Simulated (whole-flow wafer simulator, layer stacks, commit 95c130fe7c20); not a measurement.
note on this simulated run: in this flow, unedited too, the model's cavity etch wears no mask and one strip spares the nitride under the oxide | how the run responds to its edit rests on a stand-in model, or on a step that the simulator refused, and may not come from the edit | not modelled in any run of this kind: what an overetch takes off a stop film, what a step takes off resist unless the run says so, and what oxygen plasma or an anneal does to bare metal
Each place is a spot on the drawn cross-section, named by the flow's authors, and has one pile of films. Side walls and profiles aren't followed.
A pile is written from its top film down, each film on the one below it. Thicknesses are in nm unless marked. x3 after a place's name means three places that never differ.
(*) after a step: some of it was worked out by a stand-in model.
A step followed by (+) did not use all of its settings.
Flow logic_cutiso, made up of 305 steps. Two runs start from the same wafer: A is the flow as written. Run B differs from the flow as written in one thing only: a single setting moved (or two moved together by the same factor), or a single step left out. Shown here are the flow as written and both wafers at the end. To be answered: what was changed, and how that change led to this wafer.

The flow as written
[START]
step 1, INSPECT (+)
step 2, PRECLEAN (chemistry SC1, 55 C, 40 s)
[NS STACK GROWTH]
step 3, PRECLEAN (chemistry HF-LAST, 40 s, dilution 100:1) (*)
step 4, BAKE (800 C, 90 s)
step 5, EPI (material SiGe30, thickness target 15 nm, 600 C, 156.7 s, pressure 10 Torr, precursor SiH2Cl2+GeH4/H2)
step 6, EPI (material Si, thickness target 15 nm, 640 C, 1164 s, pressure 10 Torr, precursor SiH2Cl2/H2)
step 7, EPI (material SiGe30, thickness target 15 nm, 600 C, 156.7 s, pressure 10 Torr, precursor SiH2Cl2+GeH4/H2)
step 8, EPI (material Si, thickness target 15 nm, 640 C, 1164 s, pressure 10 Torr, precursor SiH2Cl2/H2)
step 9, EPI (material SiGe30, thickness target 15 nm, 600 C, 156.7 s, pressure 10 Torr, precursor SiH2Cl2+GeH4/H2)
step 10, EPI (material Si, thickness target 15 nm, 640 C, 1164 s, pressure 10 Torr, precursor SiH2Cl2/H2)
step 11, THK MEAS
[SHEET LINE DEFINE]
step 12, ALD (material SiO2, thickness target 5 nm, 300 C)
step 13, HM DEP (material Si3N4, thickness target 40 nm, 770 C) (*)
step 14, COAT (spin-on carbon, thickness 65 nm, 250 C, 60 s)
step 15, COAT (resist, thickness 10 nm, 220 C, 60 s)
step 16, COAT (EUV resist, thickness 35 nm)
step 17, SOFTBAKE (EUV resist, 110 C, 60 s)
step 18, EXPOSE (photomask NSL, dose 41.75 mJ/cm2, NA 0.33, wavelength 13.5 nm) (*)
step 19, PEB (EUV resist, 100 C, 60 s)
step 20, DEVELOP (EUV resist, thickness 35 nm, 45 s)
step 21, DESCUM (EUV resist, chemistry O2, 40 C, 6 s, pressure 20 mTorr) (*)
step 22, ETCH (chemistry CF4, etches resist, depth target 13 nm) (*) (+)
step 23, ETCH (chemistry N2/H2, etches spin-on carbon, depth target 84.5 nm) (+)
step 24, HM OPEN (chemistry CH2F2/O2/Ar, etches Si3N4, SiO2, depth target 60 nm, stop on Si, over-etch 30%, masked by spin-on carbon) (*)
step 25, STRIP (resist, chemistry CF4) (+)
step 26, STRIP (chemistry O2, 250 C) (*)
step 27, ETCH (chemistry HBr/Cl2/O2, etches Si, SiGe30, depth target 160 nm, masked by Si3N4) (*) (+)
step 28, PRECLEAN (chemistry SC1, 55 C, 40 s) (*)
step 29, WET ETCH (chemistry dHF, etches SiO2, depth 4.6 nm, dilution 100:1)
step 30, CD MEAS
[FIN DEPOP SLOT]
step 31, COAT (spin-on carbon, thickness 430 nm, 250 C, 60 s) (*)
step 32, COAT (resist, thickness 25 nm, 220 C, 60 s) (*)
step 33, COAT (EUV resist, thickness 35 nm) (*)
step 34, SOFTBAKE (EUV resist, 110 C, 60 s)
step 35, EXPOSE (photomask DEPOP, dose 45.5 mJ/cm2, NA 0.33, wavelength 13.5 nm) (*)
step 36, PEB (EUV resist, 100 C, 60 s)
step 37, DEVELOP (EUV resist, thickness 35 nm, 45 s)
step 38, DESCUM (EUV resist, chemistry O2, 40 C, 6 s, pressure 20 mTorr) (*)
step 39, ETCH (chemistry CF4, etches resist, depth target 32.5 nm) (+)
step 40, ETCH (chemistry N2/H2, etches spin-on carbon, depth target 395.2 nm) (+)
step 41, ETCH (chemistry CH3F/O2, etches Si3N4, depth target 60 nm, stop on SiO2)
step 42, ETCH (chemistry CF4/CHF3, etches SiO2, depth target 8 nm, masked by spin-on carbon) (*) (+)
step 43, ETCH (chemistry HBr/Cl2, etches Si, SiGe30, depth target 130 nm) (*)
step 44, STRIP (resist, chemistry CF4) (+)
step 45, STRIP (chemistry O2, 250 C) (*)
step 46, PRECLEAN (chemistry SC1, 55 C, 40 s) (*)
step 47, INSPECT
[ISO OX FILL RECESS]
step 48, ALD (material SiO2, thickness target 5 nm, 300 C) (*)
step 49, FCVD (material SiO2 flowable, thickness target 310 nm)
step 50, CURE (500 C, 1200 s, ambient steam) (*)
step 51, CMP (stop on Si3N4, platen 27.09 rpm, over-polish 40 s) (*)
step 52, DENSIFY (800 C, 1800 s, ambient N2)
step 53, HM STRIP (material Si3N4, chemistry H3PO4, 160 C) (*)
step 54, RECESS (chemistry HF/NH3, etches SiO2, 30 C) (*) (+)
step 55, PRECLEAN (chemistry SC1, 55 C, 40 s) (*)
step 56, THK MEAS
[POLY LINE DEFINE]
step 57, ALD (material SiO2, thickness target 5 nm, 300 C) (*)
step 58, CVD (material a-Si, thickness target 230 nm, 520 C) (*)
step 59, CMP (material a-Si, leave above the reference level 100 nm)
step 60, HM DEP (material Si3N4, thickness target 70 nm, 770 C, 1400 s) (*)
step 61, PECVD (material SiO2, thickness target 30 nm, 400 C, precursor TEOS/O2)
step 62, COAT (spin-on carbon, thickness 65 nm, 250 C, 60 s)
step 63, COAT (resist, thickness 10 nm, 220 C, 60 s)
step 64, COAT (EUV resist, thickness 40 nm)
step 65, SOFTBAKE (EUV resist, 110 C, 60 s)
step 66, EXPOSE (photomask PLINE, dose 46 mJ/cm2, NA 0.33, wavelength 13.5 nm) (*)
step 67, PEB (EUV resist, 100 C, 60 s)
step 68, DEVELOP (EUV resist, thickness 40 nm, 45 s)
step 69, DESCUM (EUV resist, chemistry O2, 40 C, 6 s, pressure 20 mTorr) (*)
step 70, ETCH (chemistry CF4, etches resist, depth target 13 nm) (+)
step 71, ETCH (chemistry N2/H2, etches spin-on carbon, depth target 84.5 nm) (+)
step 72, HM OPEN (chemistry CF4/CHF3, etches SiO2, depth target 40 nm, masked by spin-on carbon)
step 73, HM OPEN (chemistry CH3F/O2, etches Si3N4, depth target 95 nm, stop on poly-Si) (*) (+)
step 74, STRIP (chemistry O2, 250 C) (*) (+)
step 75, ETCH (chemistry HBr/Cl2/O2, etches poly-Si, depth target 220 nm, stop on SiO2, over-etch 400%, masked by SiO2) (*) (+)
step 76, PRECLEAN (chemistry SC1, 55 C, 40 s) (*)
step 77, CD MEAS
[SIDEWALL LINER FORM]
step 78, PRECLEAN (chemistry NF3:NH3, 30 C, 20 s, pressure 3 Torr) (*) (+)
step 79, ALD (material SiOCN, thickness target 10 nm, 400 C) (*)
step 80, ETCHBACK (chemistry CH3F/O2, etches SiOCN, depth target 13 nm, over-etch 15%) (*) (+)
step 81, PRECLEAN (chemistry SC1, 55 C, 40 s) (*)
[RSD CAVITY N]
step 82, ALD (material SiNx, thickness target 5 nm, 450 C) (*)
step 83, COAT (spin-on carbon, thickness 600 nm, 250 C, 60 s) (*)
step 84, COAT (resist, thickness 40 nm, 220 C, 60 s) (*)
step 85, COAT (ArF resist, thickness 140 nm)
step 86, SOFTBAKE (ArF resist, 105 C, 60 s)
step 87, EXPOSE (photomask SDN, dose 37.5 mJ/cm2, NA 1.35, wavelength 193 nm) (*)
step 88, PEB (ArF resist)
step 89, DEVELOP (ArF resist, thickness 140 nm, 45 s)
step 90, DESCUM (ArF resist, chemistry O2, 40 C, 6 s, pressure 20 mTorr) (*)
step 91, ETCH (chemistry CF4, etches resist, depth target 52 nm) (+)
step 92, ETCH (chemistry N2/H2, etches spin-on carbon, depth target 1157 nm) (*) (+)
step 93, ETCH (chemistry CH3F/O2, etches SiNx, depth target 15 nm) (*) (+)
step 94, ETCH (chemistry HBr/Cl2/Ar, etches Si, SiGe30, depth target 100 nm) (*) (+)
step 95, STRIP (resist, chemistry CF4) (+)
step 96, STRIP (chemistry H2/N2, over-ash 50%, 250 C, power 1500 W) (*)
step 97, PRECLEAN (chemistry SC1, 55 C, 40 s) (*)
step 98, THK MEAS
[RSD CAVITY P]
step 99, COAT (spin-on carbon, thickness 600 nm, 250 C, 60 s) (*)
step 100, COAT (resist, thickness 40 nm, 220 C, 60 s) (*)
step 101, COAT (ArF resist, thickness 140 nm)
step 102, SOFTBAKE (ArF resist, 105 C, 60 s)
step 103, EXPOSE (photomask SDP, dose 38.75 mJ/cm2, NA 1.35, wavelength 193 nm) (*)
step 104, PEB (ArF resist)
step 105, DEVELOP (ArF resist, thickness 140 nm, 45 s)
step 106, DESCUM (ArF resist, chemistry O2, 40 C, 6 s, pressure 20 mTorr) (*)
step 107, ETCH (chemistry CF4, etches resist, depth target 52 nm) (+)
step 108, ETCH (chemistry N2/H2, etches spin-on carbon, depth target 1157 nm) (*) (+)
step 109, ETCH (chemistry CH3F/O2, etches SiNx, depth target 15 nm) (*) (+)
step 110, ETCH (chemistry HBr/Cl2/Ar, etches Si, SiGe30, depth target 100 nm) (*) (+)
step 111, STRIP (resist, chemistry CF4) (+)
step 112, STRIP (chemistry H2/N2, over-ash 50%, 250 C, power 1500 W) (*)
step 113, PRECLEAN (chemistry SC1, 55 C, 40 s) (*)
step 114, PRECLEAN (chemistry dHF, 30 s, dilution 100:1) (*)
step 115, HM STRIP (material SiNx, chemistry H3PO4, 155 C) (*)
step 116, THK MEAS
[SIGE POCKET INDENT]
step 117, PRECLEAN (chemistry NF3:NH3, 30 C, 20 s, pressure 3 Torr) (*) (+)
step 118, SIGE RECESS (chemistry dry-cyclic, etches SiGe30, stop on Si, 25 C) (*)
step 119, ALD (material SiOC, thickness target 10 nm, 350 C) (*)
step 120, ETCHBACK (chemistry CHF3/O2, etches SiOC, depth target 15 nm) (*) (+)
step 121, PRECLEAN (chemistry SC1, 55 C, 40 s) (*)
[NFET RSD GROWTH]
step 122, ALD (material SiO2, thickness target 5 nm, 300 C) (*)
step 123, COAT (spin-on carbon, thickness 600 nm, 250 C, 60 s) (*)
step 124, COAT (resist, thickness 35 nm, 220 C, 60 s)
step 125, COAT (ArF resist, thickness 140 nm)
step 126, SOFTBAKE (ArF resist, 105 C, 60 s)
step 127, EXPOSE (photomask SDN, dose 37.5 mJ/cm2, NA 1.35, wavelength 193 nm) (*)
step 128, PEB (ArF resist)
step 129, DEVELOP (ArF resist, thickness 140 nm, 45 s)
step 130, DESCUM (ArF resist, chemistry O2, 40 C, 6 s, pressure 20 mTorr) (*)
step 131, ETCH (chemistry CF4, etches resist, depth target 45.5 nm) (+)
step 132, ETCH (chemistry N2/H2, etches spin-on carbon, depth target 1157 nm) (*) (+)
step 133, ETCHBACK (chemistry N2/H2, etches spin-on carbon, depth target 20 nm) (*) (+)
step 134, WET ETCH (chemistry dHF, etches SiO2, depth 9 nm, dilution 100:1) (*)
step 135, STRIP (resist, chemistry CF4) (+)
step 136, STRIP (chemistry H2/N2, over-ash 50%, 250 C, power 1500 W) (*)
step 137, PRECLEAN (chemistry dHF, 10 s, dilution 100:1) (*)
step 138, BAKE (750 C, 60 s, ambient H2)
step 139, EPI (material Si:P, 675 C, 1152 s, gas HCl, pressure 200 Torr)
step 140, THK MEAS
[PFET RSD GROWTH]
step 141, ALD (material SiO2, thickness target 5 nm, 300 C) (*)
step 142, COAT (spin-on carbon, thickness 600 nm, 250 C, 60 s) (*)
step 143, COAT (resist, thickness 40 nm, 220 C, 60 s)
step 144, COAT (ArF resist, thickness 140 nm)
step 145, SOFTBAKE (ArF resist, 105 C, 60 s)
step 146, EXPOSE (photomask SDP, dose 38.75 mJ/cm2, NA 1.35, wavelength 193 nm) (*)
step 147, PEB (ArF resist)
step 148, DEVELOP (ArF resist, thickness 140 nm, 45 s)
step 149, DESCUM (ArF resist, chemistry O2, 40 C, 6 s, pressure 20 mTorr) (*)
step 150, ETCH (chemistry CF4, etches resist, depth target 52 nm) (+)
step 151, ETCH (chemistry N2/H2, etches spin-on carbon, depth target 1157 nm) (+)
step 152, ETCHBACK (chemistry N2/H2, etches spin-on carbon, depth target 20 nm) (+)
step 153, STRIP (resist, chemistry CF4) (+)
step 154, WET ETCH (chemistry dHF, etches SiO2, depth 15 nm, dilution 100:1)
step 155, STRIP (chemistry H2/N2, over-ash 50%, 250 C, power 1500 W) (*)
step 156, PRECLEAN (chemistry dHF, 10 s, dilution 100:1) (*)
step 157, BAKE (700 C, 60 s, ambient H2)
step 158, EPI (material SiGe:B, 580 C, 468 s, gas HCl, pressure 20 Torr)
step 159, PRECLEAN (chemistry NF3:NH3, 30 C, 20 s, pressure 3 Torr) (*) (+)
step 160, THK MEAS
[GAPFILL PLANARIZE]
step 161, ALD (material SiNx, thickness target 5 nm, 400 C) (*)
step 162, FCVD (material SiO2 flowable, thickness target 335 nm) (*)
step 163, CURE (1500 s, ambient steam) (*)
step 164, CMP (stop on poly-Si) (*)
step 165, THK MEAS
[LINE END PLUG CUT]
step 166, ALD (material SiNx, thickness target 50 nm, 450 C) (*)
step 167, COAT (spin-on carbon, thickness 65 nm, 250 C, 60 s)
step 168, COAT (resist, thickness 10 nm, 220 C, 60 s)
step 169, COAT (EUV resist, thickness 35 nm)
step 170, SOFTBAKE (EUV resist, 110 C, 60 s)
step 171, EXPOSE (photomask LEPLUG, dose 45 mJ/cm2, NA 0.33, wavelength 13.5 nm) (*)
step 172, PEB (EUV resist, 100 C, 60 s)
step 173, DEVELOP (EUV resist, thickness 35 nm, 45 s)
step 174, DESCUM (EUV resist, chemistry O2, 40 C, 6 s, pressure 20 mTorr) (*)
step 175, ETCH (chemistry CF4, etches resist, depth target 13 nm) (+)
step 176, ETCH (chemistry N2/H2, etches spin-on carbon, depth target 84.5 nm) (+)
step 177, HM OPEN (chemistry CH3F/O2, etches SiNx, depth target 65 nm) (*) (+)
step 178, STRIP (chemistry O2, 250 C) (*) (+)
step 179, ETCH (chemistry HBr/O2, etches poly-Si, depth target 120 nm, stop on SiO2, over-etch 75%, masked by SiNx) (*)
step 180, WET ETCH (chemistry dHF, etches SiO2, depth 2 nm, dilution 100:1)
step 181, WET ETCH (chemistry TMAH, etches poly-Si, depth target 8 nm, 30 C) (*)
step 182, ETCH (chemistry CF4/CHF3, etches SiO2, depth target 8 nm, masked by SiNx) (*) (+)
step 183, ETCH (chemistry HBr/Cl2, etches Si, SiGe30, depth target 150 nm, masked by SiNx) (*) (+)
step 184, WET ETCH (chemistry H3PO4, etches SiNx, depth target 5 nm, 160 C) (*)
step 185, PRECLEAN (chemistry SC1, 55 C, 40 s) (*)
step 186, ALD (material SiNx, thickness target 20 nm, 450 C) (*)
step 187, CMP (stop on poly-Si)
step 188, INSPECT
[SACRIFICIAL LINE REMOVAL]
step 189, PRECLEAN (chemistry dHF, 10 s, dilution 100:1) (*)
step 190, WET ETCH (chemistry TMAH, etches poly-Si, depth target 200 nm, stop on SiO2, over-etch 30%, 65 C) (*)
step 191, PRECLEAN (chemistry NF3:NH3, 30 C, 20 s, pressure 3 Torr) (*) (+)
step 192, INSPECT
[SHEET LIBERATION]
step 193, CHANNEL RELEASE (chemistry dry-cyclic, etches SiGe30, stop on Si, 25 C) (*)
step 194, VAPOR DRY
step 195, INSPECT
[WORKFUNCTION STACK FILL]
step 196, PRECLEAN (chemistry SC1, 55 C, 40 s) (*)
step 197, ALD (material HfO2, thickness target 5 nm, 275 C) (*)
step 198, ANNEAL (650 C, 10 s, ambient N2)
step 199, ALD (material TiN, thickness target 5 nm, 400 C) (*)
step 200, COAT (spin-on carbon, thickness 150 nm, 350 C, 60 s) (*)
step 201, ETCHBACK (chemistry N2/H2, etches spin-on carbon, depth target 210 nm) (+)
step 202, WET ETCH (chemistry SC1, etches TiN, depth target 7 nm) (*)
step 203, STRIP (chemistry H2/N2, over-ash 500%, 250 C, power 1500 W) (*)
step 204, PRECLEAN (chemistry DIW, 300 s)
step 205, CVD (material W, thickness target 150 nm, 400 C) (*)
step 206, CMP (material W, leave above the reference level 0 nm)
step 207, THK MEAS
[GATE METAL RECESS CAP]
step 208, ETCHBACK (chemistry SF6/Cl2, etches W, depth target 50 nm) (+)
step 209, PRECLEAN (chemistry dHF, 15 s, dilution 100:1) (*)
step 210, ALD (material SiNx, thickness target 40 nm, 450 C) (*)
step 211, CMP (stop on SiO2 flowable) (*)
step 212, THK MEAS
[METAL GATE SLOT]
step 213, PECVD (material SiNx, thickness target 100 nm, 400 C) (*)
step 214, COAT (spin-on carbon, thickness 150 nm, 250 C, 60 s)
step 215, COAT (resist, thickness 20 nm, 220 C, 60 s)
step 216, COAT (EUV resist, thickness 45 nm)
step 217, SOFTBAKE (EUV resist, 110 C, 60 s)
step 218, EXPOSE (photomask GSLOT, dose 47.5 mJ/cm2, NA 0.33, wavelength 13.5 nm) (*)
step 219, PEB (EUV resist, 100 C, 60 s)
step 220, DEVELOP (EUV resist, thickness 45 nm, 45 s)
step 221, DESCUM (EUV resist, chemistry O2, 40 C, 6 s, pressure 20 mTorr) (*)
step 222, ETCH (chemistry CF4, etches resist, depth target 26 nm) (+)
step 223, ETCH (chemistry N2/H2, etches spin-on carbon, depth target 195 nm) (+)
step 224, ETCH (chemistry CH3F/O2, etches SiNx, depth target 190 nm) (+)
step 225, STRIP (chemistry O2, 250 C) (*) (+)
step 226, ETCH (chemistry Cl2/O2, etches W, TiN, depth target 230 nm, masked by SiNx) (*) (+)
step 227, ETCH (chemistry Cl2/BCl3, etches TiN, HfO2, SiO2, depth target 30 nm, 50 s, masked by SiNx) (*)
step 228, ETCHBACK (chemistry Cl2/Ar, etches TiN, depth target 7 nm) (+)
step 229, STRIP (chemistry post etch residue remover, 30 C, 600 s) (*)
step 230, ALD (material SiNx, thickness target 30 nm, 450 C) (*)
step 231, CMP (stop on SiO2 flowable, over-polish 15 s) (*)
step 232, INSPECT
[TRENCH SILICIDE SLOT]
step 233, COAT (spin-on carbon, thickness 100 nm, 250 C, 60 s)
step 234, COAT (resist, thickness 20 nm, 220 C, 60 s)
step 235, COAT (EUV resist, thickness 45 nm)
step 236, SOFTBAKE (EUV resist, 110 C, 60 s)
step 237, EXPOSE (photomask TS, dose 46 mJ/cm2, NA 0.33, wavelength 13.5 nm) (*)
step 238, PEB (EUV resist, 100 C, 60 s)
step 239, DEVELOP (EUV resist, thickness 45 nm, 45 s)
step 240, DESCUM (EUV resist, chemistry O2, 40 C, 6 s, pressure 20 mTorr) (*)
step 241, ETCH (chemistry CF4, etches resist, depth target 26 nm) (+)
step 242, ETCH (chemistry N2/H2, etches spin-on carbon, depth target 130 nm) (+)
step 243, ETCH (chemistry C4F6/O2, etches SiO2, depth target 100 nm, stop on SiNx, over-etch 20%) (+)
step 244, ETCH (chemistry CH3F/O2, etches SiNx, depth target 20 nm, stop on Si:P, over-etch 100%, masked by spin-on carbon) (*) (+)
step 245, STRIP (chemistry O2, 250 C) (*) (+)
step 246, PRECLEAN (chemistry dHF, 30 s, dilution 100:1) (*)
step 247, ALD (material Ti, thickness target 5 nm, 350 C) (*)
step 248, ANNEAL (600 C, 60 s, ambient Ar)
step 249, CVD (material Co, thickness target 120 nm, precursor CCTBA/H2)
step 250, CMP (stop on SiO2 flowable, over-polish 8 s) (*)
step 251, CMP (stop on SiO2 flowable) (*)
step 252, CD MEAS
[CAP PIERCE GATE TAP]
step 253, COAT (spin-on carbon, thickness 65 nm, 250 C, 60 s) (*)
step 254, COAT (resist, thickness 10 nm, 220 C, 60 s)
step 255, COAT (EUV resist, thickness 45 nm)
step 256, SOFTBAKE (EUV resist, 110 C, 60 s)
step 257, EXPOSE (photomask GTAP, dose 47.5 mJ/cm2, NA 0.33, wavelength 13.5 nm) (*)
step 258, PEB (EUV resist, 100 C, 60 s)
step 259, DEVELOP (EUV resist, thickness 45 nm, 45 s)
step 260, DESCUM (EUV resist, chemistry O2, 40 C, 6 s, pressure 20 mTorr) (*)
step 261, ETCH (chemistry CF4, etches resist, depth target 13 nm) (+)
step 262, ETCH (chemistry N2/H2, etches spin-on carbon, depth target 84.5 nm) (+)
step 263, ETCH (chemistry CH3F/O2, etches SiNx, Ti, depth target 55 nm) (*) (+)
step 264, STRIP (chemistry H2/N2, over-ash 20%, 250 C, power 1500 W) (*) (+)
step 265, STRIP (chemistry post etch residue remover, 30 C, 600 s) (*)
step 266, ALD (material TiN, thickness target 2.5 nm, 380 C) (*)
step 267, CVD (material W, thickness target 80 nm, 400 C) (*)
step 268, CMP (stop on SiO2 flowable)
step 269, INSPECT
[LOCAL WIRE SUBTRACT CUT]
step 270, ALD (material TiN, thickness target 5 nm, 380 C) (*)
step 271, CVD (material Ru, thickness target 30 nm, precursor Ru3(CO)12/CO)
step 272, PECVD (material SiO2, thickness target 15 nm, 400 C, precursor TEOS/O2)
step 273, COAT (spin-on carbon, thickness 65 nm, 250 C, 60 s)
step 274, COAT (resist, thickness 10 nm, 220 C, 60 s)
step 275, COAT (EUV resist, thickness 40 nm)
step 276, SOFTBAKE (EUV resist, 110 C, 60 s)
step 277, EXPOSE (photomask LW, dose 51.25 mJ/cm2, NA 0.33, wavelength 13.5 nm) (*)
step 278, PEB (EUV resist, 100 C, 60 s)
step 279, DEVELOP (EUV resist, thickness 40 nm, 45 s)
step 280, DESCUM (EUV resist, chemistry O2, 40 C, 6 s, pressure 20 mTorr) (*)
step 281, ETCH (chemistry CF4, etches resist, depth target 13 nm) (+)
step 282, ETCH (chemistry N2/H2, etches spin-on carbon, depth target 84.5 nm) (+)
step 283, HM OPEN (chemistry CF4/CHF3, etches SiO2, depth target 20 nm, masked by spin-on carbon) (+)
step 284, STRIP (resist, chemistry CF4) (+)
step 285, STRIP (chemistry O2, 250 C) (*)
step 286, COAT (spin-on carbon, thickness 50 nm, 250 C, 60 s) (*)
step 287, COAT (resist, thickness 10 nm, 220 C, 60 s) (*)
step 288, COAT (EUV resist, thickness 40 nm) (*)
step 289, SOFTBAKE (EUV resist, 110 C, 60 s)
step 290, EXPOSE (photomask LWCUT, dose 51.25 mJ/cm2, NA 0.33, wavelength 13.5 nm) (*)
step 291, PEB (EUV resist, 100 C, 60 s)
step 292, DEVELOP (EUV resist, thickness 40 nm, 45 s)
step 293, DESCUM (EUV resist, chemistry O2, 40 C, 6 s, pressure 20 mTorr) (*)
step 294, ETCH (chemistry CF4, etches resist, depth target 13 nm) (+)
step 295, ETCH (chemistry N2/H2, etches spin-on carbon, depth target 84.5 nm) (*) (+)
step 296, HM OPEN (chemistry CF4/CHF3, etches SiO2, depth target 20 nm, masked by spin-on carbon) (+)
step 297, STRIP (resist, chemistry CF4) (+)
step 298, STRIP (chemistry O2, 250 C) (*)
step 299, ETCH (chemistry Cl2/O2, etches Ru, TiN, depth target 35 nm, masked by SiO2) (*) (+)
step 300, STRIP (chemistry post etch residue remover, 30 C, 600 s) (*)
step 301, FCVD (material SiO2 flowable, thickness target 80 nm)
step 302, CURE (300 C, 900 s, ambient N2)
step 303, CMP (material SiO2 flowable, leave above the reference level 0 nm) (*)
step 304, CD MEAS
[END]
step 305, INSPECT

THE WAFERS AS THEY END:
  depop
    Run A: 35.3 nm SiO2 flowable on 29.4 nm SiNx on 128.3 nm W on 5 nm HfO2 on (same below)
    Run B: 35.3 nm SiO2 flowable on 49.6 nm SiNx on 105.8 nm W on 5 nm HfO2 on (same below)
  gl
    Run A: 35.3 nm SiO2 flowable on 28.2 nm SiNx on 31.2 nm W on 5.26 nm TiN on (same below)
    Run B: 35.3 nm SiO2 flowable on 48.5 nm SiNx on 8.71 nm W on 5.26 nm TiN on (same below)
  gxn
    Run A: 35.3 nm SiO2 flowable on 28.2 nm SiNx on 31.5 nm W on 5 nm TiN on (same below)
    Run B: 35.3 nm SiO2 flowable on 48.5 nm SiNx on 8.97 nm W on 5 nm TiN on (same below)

The reason: step 208, ETCHBACK: depth target 72.5 nm was run, whereas the flow has depth target 50 nm.

Step by step, how the change led to this:
  step 208, ETCHBACK (chemistry SF6/Cl2, etches W, depth target 50 nm) (+)
      depop, dpovl, gfld and 9 more: A W loses 50 | B W loses 72.5
      iso, rsdn, rsdp, rsdw, rsdx: A SiO2 flowable loses 5 | B SiO2 flowable loses 7.25
      (also at 5 further places)
  step 210, ALD (material SiNx, thickness target 40 nm, 450 C) (*)
      gfld, gl, glp, gxf, gxn, gxp, tap: A SiNx gains 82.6 (new film) | B SiNx gains 101.9 (new film)
      plug: A SiNx gains 42.5 | B SiNx gains 45
  step 211, CMP (stop on SiO2 flowable) (*)
      depop, dpovl, isow, ns, nsgap: A SiNx loses 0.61 | B nothing
      gfld, gl, glp, gxf, gxn, gxp, tap: A SiNx loses 43.2 | B SiNx loses 42.2
      (also at 5 further places)
  step 224, ETCH (chemistry CH3F/O2, etches SiNx, depth target 190 nm) (+)
      gfld: A SiNx loses 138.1 (all of it), W loses 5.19 | B SiNx loses 158.3 (all of it), W loses 3.17
  step 226, ETCH (chemistry Cl2/O2, etches W, TiN, depth target 230 nm, masked by SiNx) (*) (+)
      depop, dpovl, gl and 18 more: A SiNx loses 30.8 | B SiNx loses 25.7
      gfld: A W loses 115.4 (all of it), TiN loses 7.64 (all of it), HfO2 loses 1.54 | B W loses 95 (all of it), TiN loses 7.64 (all of it), HfO2 loses 1.28
  step 231, CMP (stop on SiO2 flowable, over-polish 15 s) (*)
      gl, glp, gxf, gxn, gxp, plug, tap: A SiNx loses 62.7 | B SiNx loses 67.8
      depop, dpovl, isow, ns, nsgap: A SiNx loses 62.7 | B SiNx loses 48.2
      (also at 10 further places)
  step 243, ETCH (chemistry C4F6/O2, etches SiO2, depth target 100 nm, stop on SiNx, over-etch 20%) (+)
      rsdn, rsdp, rsdw: A SiO2 flowable loses 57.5 (all of it) | B SiO2 flowable loses 55.3 (all of it)
  step 246, PRECLEAN (chemistry dHF, 30 s, dilution 100:1) (*)
      depop, dpovl, isow, ns, nsgap: A SiNx loses 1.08 | B SiNx loses 0.52
  step 251, CMP (stop on SiO2 flowable) (*)
      rsdx: A Ti loses 5 (all of it) | B Ti loses 4.24
      gfld, gl, glp, gxf, gxn, gxp, plug, tap: A SiNx loses 5 | B SiNx loses 4.44
      (also at 8 further places)
  step 263, ETCH (chemistry CH3F/O2, etches SiNx, Ti, depth target 55 nm) (*) (+)
      glp, lnrp, lnrt, plug, rsdn, rsdp, rsdw: A resist loses 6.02 (all of it), spin-on carbon loses 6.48 | B resist loses 6.02 (all of it), spin-on carbon loses 11.9
      depop, dpovl, gl, isow, ns, nsgap: A resist loses 6.03 (all of it), spin-on carbon loses 6.46 | B resist loses 6.03 (all of it), spin-on carbon loses 11.8
      (also at 9 further places)
  step 264, STRIP (chemistry H2/N2, over-ash 20%, 250 C, power 1500 W) (*) (+)
      gfld, gl, gxf, gxn, gxp, lnr, lnri, lnrp: A spin-on carbon loses 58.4 (all of it) | B spin-on carbon loses 53.1 (all of it)
      glp, lnrt, plug, rsdn, rsdp, rsdw: A spin-on carbon loses 58.4 (all of it) | B spin-on carbon loses 53 (all of it)
      (also at 7 further places)
  step 265, STRIP (chemistry post etch residue remover, 30 C, 600 s) (*)
      rsdx: A nothing | B Ti loses 0.76 (all of it)
      iso: A Ti loses 0.66 (all of it) | B Ti loses 1.17 (all of it)
  step 267, CVD (material W, thickness target 80 nm, 400 C) (*)
      tap: A W gains 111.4 (new film) | B W gains 131.3 (new film)
  step 268, CMP (stop on SiO2 flowable)
      depop, dpovl, gfld and 9 more: A W loses 80.2 (all of it), TiN loses 2.5 (all of it), SiNx loses 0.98 | B W loses 80.2 (all of it), TiN loses 2.5 (all of it), SiNx loses 1.55
      lnr, lnri, lnrp, lnrt: A W loses 80 (all of it), TiN loses 2.5 (all of it), SiOCN loses 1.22 | B W loses 80 (all of it), TiN loses 2.5 (all of it), SiOCN loses 1.78
      (also at 3 further places)
